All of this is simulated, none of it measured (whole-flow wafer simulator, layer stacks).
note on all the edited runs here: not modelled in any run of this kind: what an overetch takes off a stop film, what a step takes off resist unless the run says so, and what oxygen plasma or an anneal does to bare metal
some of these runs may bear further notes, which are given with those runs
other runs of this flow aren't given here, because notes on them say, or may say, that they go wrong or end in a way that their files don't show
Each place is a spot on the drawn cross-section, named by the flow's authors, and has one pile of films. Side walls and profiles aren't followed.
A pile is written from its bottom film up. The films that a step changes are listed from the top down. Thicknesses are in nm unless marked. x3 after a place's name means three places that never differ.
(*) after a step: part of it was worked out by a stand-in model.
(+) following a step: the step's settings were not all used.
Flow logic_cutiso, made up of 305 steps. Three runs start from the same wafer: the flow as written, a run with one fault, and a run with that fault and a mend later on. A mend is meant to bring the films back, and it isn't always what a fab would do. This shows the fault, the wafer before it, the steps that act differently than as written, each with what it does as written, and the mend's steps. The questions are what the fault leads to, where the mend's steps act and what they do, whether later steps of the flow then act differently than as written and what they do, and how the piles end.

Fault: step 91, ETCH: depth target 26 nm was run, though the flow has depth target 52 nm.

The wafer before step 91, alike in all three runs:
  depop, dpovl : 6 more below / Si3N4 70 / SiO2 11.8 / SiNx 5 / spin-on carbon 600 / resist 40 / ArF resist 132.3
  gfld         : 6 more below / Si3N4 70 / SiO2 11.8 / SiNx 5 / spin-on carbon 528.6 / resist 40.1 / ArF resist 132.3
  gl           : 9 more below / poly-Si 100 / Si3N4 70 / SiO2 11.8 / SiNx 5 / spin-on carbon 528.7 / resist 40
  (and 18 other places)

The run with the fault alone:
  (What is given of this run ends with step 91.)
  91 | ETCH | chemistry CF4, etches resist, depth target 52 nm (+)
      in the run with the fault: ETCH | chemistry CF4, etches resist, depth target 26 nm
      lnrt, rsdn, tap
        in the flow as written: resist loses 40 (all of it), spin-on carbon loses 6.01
        in the run with the fault: resist loses 26
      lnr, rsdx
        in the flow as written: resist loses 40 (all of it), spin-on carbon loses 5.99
        in the run with the fault: resist loses 26
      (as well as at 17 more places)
  The piles after step 91 differ from the flow's at depop, dpovl, gfld and 19 more by more than 2% or 0.5 nm, whichever is larger.
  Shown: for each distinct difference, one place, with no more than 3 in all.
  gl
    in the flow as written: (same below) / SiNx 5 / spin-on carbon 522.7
    in the run with the fault: (same below) / SiNx 5 / spin-on carbon 528.7 / resist 14
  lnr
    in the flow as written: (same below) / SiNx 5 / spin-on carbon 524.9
    in the run with the fault: (same below) / SiNx 5 / spin-on carbon 530.9 / resist 14
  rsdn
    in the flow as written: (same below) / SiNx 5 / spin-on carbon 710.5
    in the run with the fault: (same below) / SiNx 5 / spin-on carbon 716.5 / resist 14

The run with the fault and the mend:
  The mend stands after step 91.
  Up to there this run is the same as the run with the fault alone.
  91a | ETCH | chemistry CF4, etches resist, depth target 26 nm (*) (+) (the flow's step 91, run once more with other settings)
      depop, dpovl, gfld and 12 more
        ArF resist loses 15
      gxn, lnr, rsdx
        resist loses 14 (all of it), spin-on carbon loses 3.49
      lnrt, rsdn
        resist loses 14 (all of it), spin-on carbon loses 3.51
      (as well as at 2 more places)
  Steps later in the flow that act otherwise than as written (2 more steps, not shown, differ only slightly: by at most 2% or 0.5 nm, whichever is larger):
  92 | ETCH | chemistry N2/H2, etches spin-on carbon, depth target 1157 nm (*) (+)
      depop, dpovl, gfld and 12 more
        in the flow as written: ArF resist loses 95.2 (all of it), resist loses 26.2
        in the run with the mend: ArF resist loses 98.8 (all of it), resist loses 26.2
  The piles end the same as the flow's at every place that both follow.
